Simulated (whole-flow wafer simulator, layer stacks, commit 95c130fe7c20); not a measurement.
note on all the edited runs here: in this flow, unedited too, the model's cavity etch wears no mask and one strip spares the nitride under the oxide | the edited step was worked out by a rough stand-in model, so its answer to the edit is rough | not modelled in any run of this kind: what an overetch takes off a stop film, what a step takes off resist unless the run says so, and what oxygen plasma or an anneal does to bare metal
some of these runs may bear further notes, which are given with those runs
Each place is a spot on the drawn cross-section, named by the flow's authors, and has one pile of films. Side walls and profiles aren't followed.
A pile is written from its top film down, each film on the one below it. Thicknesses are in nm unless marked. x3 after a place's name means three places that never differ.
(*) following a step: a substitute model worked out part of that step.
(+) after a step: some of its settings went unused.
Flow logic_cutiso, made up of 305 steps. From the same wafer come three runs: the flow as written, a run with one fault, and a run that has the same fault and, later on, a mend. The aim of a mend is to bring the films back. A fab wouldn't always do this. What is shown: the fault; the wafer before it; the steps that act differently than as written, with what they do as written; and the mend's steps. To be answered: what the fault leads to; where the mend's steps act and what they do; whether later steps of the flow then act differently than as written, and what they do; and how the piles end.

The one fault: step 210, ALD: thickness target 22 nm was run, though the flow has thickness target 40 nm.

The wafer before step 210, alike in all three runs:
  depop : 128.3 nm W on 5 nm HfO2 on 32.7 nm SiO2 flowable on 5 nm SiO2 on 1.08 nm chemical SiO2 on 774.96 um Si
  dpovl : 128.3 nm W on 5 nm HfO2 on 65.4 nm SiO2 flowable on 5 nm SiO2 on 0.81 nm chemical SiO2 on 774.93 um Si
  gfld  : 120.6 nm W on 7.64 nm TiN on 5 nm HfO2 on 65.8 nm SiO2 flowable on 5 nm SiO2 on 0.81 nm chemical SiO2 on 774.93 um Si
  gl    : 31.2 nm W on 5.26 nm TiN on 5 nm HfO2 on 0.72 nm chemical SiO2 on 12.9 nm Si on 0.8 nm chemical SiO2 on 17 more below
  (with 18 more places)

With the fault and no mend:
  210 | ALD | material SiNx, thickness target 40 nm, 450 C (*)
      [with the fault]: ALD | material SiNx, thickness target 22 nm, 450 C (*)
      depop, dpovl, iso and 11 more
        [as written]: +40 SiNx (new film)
        [with the fault]: +22 SiNx (new film)
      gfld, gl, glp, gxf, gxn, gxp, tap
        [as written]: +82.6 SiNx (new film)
        [with the fault]: +64.6 SiNx (new film)
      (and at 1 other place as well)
  Later steps of the flow acting differently than as written (not shown: 13 more steps that differ only slightly, by at most 2% or 0.5 nm, whichever is larger):
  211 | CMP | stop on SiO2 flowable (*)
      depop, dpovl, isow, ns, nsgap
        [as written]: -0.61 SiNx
        [with the fault]: nothing
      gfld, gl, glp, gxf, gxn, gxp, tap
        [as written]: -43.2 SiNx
        [with the fault]: -24.7 SiNx
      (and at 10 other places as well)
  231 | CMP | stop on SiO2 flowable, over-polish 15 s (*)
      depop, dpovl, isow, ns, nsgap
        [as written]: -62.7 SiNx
        [with the fault]: -44.8 SiNx
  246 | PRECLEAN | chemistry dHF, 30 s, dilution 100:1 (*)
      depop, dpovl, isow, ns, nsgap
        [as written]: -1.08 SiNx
        [with the fault]: -0.52 SiNx
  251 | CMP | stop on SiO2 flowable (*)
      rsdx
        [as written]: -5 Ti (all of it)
        [with the fault]: -4.2 Ti
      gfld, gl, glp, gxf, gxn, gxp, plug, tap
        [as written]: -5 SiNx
        [with the fault]: -4.46 SiNx
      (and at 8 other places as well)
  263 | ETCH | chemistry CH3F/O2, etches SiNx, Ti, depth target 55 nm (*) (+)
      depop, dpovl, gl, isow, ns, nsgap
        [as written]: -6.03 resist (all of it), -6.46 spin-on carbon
        [with the fault]: -6.03 resist (all of it), -7.21 spin-on carbon
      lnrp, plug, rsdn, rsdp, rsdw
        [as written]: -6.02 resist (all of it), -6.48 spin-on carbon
        [with the fault]: -6.02 resist (all of it), -7.22 spin-on carbon
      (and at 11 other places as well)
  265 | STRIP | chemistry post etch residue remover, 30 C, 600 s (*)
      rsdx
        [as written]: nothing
        [with the fault]: -0.8 Ti (all of it)
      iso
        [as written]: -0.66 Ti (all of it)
        [with the fault]: -1.23 Ti (all of it)
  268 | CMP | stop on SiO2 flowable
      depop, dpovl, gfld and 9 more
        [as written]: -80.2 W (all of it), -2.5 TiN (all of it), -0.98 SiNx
        [with the fault]: -80.2 W (all of it), -2.5 TiN (all of it), -1.61 SiNx
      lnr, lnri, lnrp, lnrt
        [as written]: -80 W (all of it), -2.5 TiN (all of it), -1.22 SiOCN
        [with the fault]: -80 W (all of it), -2.5 TiN (all of it), -1.84 SiOCN
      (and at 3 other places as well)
  When the end is reached, the piles differ only a little from the flow's at the places that both follow, at most by 2% or 0.5 nm, whichever is larger.

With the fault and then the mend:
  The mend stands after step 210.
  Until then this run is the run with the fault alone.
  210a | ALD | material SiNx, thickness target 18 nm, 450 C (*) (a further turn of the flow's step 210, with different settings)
      depop, dpovl, gfld and 19 more
        +18 SiNx
  Later steps of the flow acting differently than as written (not shown: 3 more steps that differ only slightly, by at most 2% or 0.5 nm, whichever is larger):
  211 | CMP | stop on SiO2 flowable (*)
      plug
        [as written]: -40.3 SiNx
        [with the mend]: -37.7 SiNx
  When the end is reached, the piles differ only a little from the flow's at the places that both follow, at most by 2% or 0.5 nm, whichever is larger.
